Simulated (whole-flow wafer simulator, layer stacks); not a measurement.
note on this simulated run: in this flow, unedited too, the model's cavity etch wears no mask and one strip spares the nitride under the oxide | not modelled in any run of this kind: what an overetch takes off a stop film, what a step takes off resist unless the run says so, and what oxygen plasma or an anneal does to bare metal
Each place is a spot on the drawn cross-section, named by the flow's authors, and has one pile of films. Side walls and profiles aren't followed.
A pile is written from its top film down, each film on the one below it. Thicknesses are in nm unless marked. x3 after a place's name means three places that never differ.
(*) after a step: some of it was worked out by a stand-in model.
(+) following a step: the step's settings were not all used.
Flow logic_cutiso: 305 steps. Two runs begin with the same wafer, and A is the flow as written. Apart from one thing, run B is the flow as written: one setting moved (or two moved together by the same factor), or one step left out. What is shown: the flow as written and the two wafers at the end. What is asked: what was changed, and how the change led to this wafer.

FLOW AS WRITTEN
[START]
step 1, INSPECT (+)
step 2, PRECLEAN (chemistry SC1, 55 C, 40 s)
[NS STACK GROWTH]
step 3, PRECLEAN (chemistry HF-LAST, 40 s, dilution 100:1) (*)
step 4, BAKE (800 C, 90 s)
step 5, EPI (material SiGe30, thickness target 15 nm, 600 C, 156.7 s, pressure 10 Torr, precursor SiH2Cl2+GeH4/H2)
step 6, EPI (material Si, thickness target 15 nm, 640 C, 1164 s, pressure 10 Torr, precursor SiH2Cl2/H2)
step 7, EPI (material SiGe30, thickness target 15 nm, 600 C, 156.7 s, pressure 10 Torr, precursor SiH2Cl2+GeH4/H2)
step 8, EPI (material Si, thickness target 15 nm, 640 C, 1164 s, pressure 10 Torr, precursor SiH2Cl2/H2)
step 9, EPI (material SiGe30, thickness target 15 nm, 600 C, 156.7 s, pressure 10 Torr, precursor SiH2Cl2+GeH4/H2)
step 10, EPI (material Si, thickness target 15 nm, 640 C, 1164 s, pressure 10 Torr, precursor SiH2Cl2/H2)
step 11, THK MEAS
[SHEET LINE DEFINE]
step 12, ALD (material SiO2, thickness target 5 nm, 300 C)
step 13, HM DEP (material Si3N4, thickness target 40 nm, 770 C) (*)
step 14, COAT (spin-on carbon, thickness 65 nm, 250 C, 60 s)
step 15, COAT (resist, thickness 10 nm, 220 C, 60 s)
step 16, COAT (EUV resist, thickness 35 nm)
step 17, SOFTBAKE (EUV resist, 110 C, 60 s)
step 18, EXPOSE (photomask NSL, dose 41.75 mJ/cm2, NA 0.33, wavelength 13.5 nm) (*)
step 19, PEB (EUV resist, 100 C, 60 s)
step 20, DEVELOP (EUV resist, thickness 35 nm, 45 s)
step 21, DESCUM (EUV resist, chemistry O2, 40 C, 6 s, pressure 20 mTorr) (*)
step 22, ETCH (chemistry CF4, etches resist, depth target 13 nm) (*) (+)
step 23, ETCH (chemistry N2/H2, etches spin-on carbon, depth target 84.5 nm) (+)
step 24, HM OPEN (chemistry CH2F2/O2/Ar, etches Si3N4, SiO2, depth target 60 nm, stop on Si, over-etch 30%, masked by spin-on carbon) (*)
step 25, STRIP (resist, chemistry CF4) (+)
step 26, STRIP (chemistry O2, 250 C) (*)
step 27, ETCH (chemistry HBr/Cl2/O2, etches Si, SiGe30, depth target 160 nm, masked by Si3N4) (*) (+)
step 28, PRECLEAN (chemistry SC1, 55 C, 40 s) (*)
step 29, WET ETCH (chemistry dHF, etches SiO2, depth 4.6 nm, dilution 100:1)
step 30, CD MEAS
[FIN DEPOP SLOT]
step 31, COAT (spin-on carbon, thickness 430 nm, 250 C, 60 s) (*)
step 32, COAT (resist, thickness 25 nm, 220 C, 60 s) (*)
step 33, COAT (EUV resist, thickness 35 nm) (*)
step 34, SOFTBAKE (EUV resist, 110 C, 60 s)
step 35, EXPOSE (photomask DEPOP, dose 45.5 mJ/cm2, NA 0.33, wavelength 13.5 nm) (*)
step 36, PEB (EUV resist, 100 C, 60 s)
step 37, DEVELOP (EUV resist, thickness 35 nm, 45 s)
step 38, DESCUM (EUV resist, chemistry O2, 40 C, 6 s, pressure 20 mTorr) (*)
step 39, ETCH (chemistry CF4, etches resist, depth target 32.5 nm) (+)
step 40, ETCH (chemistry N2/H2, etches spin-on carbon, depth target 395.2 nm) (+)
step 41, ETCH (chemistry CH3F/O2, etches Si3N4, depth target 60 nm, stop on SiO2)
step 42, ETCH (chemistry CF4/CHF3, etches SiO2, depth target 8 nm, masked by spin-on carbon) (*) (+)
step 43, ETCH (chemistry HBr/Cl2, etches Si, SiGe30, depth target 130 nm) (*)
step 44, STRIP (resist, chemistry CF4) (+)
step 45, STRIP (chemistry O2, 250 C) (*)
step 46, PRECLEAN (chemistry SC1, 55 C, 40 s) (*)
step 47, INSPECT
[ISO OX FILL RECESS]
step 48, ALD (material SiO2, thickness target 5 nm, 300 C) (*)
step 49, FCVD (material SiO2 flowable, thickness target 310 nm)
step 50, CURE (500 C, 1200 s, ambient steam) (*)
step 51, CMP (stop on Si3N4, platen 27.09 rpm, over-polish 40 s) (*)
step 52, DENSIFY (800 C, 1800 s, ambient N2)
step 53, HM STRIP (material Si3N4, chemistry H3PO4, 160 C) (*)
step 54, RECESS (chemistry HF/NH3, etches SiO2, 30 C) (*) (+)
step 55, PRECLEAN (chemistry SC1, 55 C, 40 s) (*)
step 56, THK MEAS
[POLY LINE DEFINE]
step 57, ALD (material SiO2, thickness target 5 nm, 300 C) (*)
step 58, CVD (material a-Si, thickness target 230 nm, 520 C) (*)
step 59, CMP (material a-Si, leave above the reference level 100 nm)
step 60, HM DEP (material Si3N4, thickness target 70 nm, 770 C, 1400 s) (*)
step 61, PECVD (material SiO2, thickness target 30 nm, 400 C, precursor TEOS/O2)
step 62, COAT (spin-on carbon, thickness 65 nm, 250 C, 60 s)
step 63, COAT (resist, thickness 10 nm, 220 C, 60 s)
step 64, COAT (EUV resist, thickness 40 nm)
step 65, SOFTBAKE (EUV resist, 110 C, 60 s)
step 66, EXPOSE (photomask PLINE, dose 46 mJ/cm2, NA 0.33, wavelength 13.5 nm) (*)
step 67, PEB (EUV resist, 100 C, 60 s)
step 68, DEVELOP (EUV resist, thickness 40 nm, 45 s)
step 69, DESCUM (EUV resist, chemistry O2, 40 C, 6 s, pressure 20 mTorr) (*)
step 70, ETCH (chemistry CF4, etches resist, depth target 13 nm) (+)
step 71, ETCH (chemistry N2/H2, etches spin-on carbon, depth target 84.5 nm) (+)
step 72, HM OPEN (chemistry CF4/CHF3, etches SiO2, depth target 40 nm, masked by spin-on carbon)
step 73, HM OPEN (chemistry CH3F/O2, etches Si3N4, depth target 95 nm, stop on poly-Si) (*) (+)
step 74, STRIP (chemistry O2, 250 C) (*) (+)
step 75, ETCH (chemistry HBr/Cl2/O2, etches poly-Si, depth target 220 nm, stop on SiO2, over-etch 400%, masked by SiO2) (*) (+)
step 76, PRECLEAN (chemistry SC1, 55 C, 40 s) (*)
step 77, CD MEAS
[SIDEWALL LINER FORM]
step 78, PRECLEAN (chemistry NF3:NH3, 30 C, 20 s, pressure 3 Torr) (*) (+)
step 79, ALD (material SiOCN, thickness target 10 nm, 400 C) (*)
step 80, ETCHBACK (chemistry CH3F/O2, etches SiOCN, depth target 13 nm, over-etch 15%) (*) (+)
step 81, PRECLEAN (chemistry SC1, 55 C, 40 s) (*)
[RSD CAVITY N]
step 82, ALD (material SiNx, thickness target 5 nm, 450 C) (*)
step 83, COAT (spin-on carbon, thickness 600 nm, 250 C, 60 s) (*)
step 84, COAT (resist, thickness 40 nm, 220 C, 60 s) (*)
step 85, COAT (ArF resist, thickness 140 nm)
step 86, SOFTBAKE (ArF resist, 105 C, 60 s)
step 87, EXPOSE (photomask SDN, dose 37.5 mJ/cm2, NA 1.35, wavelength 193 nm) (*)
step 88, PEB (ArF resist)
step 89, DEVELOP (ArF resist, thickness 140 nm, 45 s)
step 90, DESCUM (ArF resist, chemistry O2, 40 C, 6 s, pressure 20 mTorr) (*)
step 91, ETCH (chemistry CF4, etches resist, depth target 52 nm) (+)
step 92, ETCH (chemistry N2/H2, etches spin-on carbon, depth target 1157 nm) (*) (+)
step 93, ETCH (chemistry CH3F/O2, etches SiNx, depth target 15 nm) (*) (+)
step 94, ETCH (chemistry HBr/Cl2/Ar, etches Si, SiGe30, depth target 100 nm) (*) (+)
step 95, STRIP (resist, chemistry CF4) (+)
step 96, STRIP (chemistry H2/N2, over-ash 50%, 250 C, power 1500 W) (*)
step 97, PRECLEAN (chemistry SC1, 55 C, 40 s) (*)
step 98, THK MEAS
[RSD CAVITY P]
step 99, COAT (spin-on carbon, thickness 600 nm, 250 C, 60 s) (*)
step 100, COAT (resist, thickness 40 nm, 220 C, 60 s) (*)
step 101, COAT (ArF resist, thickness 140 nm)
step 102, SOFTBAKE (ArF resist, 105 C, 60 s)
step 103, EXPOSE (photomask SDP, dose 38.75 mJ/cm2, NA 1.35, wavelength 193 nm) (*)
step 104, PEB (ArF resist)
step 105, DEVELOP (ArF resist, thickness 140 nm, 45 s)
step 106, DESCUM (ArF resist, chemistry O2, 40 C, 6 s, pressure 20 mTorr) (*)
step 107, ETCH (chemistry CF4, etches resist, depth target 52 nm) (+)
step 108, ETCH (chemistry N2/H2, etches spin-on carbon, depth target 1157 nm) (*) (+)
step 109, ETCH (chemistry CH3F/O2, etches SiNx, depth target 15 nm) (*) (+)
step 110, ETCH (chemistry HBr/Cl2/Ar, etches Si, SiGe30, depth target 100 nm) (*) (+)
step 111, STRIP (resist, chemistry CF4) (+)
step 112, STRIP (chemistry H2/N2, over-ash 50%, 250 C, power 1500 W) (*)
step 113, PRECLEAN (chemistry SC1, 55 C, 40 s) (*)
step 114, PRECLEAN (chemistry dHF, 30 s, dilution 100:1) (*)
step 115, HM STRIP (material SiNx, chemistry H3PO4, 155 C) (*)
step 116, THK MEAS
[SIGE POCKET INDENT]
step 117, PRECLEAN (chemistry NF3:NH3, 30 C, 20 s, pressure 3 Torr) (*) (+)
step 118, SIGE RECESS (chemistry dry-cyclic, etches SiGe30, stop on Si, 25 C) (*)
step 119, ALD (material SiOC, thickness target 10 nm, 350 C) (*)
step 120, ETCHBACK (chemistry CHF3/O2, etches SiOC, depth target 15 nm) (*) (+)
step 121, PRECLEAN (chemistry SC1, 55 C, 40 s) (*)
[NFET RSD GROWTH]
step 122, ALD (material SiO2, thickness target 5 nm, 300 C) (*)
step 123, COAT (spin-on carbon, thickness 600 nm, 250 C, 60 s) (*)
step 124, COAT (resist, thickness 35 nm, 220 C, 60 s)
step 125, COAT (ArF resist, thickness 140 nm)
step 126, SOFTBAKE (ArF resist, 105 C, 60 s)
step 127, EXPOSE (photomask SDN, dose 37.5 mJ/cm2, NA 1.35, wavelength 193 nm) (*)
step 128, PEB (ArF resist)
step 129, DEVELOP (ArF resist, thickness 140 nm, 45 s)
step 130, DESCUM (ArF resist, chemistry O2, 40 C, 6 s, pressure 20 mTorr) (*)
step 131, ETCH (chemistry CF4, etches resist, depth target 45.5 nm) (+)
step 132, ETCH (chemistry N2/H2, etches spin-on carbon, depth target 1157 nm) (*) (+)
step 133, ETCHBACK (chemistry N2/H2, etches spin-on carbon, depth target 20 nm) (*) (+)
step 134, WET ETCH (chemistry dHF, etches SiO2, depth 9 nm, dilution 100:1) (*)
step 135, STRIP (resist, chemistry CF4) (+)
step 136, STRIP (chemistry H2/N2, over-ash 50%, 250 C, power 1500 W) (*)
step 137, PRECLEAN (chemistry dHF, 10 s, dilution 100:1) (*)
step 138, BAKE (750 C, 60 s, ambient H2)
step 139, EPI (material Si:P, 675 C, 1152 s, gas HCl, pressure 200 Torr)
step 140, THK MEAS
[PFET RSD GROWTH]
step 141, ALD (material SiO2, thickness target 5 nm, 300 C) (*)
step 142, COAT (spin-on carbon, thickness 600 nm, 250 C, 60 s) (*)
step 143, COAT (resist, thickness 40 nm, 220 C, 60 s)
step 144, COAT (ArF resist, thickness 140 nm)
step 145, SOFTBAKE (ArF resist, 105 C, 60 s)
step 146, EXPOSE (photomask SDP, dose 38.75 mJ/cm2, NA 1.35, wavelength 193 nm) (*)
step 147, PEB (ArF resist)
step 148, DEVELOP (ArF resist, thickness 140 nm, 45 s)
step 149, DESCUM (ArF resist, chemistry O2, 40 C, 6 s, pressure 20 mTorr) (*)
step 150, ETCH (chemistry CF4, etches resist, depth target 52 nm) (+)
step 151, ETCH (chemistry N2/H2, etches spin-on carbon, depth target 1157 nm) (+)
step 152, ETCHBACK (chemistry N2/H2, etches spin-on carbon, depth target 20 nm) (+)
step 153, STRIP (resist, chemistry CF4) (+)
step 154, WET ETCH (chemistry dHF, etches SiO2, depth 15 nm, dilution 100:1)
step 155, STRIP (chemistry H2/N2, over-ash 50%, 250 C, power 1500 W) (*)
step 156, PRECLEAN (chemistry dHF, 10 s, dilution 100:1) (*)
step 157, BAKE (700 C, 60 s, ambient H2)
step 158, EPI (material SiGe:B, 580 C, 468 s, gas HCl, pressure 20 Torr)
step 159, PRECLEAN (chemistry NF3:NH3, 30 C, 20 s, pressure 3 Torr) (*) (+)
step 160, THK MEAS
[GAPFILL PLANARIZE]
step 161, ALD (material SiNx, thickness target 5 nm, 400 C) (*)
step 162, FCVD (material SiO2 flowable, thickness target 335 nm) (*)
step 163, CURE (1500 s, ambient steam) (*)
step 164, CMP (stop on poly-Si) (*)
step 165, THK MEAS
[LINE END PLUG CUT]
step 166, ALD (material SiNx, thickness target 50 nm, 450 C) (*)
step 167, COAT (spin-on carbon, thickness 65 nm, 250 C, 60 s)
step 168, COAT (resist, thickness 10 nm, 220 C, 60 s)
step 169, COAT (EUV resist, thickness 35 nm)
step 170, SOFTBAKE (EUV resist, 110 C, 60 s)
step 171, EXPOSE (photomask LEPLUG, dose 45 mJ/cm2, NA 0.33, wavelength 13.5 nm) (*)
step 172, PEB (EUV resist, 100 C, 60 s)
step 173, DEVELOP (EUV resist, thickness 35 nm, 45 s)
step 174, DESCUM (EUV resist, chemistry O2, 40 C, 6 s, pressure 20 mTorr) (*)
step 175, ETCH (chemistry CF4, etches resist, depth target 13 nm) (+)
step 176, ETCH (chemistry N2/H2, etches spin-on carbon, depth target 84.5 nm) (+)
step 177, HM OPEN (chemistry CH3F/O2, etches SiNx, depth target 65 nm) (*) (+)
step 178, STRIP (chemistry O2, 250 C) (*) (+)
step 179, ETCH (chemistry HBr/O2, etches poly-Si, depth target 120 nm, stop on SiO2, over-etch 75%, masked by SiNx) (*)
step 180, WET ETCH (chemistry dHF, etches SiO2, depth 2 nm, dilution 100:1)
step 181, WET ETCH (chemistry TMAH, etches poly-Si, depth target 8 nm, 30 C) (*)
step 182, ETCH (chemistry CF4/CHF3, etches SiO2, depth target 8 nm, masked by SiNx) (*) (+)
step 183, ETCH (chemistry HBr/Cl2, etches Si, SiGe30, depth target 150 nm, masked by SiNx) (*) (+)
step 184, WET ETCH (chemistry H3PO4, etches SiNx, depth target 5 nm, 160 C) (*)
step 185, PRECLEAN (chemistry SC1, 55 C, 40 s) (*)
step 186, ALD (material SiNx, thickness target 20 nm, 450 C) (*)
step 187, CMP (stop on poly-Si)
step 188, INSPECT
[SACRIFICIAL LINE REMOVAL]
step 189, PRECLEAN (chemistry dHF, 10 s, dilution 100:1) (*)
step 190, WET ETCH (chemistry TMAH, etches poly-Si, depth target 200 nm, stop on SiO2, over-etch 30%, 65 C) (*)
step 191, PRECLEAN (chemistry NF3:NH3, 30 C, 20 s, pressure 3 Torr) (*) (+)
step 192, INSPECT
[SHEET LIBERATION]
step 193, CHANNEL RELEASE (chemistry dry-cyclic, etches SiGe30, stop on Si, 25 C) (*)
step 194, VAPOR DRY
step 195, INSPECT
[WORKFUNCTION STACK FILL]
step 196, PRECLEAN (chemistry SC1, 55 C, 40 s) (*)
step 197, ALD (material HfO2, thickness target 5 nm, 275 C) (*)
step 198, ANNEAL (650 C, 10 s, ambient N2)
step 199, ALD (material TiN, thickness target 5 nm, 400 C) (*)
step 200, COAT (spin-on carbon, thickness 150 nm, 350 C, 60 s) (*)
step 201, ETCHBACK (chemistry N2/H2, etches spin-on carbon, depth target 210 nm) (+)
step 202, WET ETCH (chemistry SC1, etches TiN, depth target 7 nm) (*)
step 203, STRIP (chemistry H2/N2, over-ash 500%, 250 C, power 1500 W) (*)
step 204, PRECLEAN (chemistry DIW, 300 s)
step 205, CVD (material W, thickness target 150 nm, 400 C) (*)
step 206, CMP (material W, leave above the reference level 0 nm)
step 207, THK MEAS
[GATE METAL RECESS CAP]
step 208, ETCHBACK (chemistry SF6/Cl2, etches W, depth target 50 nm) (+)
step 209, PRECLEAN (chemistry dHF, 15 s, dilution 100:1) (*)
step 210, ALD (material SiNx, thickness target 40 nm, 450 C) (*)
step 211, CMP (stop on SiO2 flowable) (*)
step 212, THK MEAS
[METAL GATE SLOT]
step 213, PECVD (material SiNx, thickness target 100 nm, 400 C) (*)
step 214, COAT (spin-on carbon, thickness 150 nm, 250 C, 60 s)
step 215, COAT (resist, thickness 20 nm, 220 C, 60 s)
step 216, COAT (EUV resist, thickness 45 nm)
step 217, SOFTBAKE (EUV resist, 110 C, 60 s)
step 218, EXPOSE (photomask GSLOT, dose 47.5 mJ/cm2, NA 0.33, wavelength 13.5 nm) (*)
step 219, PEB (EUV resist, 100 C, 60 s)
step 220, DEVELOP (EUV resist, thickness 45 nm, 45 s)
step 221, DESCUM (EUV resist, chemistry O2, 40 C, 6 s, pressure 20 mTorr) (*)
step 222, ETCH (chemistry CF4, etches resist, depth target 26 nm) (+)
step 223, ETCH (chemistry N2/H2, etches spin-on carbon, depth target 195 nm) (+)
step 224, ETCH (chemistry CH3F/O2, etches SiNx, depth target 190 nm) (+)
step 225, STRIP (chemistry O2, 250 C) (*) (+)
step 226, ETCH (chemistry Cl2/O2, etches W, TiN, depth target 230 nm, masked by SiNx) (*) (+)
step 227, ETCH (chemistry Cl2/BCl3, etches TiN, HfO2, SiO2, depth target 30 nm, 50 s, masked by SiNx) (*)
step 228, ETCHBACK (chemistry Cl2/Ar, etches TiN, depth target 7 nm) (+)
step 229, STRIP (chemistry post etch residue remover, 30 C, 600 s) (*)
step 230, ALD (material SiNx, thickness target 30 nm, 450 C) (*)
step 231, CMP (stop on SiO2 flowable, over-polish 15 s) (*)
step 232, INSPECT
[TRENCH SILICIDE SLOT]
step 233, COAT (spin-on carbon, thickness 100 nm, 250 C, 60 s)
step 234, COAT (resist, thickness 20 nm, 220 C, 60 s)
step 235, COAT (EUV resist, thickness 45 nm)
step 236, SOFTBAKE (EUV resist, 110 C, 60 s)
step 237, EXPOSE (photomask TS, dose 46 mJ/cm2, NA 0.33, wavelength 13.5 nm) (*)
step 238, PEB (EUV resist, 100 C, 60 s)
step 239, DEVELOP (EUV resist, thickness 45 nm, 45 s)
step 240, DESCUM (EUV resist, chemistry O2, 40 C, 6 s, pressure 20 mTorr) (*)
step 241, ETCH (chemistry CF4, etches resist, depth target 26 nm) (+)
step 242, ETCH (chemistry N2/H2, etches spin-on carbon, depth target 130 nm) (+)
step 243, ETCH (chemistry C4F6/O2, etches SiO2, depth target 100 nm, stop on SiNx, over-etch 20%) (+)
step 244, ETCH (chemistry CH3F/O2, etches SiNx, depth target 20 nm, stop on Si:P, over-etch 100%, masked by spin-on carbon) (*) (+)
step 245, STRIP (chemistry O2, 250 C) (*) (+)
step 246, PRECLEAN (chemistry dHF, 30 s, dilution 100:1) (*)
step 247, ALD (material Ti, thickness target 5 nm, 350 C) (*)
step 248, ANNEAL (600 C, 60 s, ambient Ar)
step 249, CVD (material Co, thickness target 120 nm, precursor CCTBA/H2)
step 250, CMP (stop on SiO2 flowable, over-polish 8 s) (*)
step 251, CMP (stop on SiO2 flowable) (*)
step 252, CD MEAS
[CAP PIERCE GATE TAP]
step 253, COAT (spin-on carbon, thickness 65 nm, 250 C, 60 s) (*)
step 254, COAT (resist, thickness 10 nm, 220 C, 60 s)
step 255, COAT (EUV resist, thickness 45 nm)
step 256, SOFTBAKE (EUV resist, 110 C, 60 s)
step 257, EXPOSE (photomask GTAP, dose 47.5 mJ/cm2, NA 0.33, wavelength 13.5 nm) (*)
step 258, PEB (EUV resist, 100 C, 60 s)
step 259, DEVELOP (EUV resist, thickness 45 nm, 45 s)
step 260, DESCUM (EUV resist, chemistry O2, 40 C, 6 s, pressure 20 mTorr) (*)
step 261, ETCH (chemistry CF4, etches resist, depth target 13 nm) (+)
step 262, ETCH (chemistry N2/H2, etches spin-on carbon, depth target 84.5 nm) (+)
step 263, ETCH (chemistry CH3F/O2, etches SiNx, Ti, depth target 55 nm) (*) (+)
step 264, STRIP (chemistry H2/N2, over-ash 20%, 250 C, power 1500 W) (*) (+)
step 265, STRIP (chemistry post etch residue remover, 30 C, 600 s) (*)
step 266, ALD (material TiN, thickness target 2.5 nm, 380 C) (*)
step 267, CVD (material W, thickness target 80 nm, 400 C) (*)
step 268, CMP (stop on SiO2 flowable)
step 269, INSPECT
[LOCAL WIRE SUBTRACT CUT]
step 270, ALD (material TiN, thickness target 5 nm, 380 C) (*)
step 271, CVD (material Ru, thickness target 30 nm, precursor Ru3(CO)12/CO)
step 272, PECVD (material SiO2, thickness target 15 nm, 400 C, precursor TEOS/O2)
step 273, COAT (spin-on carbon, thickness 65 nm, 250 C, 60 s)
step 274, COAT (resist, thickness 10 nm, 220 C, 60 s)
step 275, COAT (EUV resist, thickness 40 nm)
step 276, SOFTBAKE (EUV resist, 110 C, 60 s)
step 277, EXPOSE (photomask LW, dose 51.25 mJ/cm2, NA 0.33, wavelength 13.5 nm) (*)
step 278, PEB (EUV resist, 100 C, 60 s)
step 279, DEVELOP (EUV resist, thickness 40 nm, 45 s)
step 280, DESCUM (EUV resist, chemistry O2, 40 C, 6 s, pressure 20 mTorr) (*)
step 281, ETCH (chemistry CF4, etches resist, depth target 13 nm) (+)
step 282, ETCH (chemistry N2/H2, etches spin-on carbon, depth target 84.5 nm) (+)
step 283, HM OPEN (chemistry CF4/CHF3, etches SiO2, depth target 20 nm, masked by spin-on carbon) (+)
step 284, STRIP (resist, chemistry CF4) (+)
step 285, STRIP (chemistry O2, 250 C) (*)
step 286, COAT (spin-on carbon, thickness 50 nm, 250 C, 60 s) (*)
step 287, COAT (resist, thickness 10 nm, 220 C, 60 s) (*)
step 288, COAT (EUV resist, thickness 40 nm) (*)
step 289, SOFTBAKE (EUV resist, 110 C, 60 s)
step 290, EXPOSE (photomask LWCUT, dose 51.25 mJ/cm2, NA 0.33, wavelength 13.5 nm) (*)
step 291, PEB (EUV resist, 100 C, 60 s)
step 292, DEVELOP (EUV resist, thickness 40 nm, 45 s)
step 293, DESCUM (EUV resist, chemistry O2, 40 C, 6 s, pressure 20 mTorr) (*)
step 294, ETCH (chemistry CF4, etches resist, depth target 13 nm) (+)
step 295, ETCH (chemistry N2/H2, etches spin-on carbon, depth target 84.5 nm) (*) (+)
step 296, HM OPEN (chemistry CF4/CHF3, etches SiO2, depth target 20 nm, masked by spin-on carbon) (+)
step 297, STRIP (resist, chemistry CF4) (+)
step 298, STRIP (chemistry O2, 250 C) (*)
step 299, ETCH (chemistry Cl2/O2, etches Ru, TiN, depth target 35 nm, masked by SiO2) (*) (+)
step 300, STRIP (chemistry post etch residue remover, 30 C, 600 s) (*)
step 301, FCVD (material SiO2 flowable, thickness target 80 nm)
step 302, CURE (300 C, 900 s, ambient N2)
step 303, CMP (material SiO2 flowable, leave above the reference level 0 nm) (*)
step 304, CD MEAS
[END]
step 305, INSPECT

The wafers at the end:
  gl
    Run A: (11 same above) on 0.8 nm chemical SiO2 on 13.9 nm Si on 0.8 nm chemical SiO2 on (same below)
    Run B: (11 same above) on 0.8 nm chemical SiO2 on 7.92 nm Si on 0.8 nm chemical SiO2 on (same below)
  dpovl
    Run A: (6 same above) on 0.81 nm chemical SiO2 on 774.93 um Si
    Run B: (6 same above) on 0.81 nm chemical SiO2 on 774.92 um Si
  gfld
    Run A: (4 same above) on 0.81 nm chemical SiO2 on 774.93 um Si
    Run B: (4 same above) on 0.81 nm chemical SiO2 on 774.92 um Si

Cause: step 8, EPI: 698.6 s was run, while the flow as written has 1164 s.

How this came from the change, step by step:
  step 8, EPI (material Si, thickness target 15 nm, 640 C, 1164 s, pressure 10 Torr, precursor SiH2Cl2/H2)
      depop, dpovl, gfld and 19 more: A +15 Si (new film) | B +9 Si (new film)
  step 27, ETCH (chemistry HBr/Cl2/O2, etches Si, SiGe30, depth target 160 nm, masked by Si3N4) (*) (+)
      gfld, gxf, iso, lnri: A -0.79 chemical SiO2 (all of it), -11.4 Si (all of it), -15 SiGe30 (all of it), -15 Si (all of it), -15 SiGe30 (all of it), -15 Si (all of it), -15 SiGe30 (all of it), -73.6 Si | B -0.79 chemical SiO2 (all of it), -11.4 Si (all of it), -15 SiGe30 (all of it), -9 Si (all of it), -15 SiGe30 (all of it), -15 Si (all of it), -15 SiGe30 (all of it), -79.6 Si
      dpovl, nsgap: A -0.79 chemical SiO2 (all of it), -11.8 Si (all of it), -15 SiGe30 (all of it), -15 Si (all of it), -15 SiGe30 (all of it), -15 Si (all of it), -15 SiGe30 (all of it), -73.2 Si | B -0.79 chemical SiO2 (all of it), -11.8 Si (all of it), -15 SiGe30 (all of it), -9 Si (all of it), -15 SiGe30 (all of it), -15 Si (all of it), -15 SiGe30 (all of it), -79.2 Si
      (also at 1 further place)
  step 43, ETCH (chemistry HBr/Cl2, etches Si, SiGe30, depth target 130 nm) (*)
      depop: A -14 Si (all of it), -15 SiGe30 (all of it), -15 Si (all of it), -15 SiGe30 (all of it), -15 Si (all of it), -15 SiGe30 (all of it), -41 Si | B -14 Si (all of it), -15 SiGe30 (all of it), -9 Si (all of it), -15 SiGe30 (all of it), -15 Si (all of it), -15 SiGe30 (all of it), -47 Si
  step 94, ETCH (chemistry HBr/Cl2/Ar, etches Si, SiGe30, depth target 100 nm) (*) (+)
      rsdn, rsdx: A -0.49 chemical SiO2 (all of it), -12.8 Si (all of it), -15 SiGe30 (all of it), -15 Si (all of it), -15 SiGe30 (all of it), -15 Si (all of it), -15 SiGe30 (all of it), -12.2 Si | B -0.49 chemical SiO2 (all of it), -12.8 Si (all of it), -15 SiGe30 (all of it), -9 Si (all of it), -15 SiGe30 (all of it), -15 Si (all of it), -15 SiGe30 (all of it), -18.2 Si
  step 110, ETCH (chemistry HBr/Cl2/Ar, etches Si, SiGe30, depth target 100 nm) (*) (+)
      rsdp, rsdw: A -0.49 chemical SiO2 (all of it), -12.8 Si (all of it), -15 SiGe30 (all of it), -15 Si (all of it), -15 SiGe30 (all of it), -15 Si (all of it), -15 SiGe30 (all of it), -12.2 Si | B -0.49 chemical SiO2 (all of it), -12.8 Si (all of it), -15 SiGe30 (all of it), -9 Si (all of it), -15 SiGe30 (all of it), -15 Si (all of it), -15 SiGe30 (all of it), -18.2 Si
  step 183, ETCH (chemistry HBr/Cl2, etches Si, SiGe30, depth target 150 nm, masked by SiNx) (*) (+)
      plug: A -13.6 Si (all of it), -15 SiGe30 (all of it), -15 Si (all of it), -15 SiGe30 (all of it), -15 Si (all of it), -15 SiGe30 (all of it), -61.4 Si | B -13.6 Si (all of it), -15 SiGe30 (all of it), -9 Si (all of it), -15 SiGe30 (all of it), -15 Si (all of it), -15 SiGe30 (all of it), -67.4 Si
